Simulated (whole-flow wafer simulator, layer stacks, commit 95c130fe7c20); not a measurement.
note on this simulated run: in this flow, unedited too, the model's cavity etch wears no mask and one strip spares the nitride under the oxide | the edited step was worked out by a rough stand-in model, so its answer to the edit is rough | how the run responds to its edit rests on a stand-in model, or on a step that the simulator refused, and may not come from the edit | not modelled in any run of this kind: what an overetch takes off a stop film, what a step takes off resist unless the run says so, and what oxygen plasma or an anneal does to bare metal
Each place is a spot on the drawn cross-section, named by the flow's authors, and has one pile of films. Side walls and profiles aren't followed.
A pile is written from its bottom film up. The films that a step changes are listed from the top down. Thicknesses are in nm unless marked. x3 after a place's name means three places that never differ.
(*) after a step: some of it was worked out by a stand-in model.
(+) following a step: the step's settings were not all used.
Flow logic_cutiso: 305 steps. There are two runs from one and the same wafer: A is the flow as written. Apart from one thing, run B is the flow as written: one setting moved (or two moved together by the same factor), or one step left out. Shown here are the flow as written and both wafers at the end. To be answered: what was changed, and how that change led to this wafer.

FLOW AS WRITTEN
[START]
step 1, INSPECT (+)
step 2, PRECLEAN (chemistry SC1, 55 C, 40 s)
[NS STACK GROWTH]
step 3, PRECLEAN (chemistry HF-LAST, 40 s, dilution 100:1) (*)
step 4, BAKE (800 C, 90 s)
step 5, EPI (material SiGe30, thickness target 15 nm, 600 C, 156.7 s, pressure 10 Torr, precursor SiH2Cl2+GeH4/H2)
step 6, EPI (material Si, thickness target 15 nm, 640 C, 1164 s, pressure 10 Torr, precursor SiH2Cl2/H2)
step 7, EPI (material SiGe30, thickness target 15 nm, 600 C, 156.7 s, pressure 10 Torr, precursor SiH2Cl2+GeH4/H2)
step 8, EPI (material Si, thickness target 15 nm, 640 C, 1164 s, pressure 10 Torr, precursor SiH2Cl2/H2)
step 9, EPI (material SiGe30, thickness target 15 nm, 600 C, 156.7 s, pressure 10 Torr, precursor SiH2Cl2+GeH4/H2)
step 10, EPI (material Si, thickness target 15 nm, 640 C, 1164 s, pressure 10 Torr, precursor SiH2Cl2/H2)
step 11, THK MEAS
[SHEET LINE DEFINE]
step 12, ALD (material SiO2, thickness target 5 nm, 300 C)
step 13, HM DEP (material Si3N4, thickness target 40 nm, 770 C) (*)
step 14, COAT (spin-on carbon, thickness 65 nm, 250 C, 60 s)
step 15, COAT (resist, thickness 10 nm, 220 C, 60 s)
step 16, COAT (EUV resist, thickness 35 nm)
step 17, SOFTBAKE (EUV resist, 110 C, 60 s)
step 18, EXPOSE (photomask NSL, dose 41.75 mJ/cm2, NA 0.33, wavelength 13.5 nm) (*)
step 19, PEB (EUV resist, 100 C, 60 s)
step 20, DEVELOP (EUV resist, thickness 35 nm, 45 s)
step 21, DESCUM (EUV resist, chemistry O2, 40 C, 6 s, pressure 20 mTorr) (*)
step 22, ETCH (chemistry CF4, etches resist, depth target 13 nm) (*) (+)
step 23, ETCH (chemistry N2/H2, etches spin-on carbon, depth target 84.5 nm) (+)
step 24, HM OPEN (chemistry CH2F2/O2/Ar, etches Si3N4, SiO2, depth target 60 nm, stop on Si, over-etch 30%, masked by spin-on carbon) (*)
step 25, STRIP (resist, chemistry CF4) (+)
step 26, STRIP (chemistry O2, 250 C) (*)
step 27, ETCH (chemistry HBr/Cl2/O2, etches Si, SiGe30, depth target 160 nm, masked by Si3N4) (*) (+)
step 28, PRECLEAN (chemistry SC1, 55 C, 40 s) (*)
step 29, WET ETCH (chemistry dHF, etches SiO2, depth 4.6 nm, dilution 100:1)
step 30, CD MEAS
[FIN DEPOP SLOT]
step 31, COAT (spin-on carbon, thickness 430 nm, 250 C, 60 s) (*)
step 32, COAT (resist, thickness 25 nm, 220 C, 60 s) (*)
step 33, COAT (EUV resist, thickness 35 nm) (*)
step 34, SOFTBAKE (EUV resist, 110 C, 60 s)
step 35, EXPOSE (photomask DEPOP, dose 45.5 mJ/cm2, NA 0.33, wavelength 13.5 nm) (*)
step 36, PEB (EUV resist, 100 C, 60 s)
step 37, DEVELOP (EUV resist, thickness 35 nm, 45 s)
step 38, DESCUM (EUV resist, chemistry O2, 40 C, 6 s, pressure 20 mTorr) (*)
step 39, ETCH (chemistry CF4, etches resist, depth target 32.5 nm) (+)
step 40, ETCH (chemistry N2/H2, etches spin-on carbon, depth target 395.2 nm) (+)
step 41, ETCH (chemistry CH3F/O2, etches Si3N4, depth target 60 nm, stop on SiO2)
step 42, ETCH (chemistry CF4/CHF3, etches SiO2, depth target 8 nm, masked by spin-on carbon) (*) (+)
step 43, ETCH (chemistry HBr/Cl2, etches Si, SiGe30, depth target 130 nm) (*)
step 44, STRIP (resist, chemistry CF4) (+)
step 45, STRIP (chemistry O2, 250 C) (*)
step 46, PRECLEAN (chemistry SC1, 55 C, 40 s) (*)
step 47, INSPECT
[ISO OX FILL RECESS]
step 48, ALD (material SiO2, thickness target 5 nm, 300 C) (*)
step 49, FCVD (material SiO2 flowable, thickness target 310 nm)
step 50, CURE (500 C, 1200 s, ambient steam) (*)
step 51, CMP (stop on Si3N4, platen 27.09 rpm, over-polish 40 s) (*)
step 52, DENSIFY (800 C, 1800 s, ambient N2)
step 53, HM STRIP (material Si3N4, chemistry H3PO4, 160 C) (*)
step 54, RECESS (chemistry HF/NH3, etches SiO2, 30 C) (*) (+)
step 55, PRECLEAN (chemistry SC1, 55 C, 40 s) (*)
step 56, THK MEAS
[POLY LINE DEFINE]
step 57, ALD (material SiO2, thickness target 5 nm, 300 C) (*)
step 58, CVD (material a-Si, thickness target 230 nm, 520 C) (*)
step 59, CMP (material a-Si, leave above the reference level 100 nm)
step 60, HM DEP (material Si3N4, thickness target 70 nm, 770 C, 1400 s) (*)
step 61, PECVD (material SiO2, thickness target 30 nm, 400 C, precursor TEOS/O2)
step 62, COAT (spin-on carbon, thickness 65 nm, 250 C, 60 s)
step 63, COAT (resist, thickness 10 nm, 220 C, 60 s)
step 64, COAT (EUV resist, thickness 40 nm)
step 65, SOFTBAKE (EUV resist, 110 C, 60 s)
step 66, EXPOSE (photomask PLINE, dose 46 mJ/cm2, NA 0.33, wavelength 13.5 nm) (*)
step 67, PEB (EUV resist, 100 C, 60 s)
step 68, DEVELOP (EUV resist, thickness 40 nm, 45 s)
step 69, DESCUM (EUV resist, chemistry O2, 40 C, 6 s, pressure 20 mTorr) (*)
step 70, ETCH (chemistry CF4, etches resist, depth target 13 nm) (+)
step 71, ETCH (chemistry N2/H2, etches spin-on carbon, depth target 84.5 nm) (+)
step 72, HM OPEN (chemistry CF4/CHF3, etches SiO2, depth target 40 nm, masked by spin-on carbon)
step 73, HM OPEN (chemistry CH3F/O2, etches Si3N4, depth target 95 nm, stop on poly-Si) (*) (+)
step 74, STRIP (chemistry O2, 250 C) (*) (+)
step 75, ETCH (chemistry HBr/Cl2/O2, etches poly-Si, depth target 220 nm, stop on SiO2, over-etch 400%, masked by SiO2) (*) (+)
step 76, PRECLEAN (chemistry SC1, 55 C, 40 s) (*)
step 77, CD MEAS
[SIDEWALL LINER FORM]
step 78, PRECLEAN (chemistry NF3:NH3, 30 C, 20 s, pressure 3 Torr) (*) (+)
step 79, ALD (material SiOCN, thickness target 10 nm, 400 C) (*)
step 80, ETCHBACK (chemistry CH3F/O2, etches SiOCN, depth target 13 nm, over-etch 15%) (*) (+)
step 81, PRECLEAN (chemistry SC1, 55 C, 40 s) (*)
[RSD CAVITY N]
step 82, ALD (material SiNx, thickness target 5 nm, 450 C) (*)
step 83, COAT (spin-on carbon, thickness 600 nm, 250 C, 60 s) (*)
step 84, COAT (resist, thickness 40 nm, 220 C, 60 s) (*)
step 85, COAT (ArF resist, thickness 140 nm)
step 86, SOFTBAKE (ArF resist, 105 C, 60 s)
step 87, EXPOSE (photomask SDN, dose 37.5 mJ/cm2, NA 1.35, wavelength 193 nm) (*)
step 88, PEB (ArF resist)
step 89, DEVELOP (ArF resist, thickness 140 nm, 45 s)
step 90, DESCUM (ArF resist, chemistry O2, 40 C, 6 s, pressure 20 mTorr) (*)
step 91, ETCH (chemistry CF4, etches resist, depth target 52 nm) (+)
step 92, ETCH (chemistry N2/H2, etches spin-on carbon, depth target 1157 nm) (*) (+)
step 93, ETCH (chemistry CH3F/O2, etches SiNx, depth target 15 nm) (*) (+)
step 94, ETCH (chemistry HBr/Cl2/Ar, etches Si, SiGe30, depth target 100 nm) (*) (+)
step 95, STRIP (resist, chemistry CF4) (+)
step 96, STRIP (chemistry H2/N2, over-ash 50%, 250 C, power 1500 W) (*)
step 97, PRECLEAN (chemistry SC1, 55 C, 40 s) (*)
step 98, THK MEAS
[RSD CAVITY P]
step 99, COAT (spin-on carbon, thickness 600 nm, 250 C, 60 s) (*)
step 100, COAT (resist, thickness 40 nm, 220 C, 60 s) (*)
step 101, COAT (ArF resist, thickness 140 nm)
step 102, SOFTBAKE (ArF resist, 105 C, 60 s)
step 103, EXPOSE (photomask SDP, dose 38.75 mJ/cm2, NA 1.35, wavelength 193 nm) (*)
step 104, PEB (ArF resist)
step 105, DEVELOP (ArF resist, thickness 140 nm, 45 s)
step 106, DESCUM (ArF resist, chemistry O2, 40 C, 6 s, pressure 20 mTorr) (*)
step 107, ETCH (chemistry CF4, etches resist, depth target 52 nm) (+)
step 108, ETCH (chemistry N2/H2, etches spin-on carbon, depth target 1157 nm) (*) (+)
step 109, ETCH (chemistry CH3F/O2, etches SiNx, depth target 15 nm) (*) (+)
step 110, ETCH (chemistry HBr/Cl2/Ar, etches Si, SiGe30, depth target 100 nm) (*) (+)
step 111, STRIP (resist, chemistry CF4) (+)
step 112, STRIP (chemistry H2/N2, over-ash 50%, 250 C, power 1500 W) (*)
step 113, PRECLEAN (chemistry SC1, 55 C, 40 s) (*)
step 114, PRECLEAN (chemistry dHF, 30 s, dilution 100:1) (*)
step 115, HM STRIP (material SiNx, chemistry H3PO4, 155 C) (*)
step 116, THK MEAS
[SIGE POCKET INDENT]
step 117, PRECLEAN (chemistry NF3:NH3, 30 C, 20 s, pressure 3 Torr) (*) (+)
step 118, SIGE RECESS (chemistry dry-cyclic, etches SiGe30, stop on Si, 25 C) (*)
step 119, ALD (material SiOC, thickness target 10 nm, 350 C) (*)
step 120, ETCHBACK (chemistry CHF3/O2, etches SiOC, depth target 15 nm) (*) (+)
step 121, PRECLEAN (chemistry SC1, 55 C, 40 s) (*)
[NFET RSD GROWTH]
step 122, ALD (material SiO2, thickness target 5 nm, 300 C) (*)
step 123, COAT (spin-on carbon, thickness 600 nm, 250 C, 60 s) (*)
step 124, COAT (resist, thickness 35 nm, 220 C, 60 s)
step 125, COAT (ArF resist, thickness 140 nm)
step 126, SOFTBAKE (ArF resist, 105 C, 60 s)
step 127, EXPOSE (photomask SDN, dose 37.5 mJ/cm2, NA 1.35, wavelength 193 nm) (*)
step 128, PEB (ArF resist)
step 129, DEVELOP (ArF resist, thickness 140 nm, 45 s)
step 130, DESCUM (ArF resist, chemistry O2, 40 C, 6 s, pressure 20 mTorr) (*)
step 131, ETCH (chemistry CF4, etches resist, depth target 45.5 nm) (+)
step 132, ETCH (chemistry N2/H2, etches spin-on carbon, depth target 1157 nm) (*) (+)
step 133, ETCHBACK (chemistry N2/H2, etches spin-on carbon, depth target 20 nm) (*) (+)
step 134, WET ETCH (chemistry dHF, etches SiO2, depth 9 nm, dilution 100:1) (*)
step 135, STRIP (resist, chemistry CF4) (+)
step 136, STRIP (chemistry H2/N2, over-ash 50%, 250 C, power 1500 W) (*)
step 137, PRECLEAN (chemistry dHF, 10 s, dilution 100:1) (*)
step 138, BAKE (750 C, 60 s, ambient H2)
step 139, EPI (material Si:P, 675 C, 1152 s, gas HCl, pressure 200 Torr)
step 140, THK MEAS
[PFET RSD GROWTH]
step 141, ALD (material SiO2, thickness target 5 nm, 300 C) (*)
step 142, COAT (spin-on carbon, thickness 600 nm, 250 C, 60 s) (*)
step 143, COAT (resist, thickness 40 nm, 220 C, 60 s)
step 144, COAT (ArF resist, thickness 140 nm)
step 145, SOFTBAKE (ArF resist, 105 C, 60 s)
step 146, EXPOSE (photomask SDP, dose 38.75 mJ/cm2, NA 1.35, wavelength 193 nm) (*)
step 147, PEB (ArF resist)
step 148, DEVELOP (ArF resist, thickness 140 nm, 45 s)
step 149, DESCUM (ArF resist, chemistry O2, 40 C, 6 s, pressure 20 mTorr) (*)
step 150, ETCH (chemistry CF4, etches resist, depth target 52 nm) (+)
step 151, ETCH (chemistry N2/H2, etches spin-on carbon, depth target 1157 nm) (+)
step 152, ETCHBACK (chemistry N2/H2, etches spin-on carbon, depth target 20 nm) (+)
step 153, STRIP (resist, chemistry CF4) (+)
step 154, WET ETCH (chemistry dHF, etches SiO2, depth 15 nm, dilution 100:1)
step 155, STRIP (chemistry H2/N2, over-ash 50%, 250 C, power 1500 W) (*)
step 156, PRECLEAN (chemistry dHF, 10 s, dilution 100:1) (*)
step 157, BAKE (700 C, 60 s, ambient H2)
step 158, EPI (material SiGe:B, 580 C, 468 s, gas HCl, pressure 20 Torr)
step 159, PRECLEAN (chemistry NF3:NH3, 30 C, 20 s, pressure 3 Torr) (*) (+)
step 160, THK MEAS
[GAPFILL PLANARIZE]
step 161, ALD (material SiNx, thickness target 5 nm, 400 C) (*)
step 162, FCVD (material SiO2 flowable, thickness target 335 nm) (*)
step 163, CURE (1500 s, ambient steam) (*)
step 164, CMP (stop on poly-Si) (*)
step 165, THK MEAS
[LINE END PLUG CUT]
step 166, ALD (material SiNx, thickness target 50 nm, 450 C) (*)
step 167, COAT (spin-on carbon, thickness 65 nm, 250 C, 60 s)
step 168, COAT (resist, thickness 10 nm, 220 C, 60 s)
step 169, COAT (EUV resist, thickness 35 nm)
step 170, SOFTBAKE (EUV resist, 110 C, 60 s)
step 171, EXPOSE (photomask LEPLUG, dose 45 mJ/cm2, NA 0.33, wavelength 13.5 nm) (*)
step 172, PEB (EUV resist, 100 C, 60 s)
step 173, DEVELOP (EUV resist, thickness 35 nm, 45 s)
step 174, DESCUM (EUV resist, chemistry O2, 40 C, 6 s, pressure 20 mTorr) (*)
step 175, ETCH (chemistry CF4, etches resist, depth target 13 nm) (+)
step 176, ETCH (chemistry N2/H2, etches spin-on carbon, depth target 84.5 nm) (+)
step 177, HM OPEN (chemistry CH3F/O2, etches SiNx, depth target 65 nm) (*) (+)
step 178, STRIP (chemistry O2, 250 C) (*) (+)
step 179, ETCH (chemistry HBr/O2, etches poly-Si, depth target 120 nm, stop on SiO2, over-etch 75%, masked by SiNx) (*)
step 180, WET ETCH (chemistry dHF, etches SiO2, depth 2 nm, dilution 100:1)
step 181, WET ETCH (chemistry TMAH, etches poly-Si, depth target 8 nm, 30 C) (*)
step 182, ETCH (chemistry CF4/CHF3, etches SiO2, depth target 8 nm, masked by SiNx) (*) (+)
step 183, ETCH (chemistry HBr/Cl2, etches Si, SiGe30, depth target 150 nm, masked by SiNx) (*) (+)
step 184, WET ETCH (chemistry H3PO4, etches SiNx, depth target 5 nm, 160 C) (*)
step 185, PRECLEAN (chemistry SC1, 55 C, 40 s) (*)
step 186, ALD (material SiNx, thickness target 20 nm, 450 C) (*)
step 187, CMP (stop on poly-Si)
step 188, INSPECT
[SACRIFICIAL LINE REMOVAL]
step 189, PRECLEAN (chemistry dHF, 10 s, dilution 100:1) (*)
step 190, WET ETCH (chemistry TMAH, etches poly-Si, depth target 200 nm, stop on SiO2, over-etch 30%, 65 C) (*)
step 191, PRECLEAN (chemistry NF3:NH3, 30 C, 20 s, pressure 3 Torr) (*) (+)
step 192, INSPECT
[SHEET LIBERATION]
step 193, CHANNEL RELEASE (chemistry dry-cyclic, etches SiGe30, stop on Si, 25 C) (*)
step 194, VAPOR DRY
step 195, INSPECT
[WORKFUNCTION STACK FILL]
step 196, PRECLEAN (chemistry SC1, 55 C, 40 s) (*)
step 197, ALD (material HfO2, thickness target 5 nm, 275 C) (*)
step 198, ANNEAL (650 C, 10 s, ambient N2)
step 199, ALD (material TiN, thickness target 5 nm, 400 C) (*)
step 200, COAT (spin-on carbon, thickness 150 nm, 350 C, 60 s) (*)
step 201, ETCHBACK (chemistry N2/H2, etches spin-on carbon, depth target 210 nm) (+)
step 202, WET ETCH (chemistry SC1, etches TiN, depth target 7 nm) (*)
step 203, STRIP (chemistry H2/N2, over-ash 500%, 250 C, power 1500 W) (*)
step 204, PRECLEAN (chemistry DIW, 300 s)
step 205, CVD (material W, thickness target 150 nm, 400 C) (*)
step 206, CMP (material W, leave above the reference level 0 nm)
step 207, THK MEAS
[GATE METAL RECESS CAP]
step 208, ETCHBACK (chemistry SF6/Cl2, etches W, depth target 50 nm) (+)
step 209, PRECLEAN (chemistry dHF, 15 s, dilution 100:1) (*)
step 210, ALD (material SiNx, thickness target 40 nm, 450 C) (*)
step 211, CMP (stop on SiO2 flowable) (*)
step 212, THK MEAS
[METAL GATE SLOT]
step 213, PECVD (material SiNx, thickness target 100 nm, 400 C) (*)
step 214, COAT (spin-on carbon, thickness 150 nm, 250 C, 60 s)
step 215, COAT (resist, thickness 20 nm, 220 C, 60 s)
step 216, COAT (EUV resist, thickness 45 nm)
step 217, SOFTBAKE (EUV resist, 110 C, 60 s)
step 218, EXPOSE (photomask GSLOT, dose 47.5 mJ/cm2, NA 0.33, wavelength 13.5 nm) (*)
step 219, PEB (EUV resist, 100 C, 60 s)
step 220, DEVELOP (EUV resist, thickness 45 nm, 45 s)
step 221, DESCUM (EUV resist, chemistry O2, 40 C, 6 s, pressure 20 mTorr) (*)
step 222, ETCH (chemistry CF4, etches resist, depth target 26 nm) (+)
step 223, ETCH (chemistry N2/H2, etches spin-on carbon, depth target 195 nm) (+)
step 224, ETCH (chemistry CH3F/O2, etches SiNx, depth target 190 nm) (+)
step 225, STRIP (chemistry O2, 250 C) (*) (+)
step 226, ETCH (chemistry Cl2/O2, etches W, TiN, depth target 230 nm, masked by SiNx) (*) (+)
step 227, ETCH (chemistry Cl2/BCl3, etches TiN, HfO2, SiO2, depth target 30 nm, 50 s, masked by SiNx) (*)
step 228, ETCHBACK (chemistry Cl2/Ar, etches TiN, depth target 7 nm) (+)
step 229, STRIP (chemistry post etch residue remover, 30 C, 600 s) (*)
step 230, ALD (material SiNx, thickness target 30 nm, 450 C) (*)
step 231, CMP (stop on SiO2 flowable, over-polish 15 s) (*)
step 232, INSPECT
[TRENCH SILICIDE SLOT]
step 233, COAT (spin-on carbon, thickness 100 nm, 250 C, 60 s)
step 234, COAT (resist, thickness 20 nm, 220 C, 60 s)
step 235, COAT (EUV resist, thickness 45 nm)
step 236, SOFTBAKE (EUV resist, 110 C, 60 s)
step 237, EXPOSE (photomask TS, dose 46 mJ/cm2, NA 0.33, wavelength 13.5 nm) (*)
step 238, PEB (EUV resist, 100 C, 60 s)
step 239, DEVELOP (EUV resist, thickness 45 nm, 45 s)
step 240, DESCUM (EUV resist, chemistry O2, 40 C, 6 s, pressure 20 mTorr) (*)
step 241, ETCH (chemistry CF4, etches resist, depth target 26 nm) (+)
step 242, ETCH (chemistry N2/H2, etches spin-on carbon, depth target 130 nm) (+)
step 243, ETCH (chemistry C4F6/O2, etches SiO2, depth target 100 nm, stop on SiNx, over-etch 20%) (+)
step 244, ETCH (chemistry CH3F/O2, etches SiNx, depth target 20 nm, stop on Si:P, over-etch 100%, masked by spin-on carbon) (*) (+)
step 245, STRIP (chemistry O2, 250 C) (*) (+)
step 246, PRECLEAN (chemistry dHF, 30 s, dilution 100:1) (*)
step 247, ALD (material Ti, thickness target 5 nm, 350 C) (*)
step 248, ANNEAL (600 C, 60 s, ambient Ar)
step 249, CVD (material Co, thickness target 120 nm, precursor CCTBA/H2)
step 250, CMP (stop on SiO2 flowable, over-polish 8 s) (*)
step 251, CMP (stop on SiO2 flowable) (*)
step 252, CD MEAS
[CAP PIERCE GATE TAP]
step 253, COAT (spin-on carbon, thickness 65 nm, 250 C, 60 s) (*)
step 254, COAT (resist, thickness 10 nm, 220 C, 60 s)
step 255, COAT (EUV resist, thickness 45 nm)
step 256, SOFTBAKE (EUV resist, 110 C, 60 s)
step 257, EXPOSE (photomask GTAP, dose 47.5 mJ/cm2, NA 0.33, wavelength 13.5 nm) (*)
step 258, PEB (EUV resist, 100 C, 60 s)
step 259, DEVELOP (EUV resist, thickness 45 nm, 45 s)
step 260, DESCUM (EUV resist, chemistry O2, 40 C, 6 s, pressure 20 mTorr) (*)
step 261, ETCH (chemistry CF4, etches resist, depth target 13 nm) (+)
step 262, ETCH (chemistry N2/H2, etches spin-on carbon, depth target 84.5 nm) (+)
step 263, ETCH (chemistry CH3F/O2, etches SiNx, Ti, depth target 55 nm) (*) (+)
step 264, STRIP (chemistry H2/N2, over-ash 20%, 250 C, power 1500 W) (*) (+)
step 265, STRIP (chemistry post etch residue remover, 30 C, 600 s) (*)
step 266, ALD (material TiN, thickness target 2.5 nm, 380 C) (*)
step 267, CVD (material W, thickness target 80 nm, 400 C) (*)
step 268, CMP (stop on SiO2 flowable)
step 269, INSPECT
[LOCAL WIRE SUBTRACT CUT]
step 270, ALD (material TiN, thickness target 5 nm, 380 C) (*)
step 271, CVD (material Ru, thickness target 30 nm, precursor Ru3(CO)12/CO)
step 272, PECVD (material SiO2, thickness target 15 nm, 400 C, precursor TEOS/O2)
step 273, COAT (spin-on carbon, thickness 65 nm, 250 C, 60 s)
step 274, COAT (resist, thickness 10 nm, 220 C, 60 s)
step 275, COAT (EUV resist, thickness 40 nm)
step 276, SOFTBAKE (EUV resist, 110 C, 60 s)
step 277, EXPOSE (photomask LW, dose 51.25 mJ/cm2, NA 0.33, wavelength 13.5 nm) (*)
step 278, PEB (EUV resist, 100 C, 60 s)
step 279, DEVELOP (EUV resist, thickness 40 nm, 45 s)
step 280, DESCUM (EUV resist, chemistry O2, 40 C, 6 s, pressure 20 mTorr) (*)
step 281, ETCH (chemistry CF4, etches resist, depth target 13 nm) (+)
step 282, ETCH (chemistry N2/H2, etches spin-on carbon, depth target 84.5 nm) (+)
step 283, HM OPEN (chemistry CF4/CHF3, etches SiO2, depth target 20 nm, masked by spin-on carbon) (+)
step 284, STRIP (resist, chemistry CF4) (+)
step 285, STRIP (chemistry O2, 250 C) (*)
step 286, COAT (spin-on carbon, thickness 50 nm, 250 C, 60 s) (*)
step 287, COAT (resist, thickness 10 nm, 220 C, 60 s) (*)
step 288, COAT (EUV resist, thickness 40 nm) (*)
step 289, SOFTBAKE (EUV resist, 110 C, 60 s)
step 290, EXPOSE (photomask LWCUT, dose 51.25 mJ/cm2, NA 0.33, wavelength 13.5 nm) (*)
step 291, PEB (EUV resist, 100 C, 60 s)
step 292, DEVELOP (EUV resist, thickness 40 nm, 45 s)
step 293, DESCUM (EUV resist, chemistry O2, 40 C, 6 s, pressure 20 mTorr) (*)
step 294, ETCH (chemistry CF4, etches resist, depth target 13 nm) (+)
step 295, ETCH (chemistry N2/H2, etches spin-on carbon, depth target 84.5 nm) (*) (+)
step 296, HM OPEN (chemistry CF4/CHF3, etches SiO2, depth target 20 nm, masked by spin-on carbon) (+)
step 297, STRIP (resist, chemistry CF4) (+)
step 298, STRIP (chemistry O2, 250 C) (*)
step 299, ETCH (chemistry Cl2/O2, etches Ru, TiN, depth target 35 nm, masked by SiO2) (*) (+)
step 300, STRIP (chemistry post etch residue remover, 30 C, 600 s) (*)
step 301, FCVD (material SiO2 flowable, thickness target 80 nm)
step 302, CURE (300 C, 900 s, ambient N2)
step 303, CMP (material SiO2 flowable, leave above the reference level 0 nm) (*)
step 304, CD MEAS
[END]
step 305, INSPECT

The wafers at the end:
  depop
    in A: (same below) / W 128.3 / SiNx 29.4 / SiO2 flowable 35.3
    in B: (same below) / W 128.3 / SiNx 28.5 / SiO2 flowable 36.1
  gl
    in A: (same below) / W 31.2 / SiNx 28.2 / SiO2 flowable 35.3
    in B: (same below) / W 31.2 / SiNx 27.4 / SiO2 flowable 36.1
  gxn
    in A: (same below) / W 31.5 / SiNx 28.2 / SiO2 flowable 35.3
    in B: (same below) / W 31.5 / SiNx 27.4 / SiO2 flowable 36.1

The reason: step 299, ETCH: depth target 48.1 nm was run, while the flow as written has depth target 35 nm.

The path from the change to this, step by step:
  step 299, ETCH (chemistry Cl2/O2, etches Ru, TiN, depth target 35 nm, masked by SiO2) (*) (+)
      depop, dpovl, gfld and 9 more: A -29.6 Ru (all of it), -5 TiN (all of it) | B -29.6 Ru (all of it), -5 TiN (all of it), -0.9 SiNx
      rsdw: A -29.6 Ru (all of it), -5 TiN (all of it) | B -29.6 Ru (all of it), -5 TiN (all of it), -0.9 Co
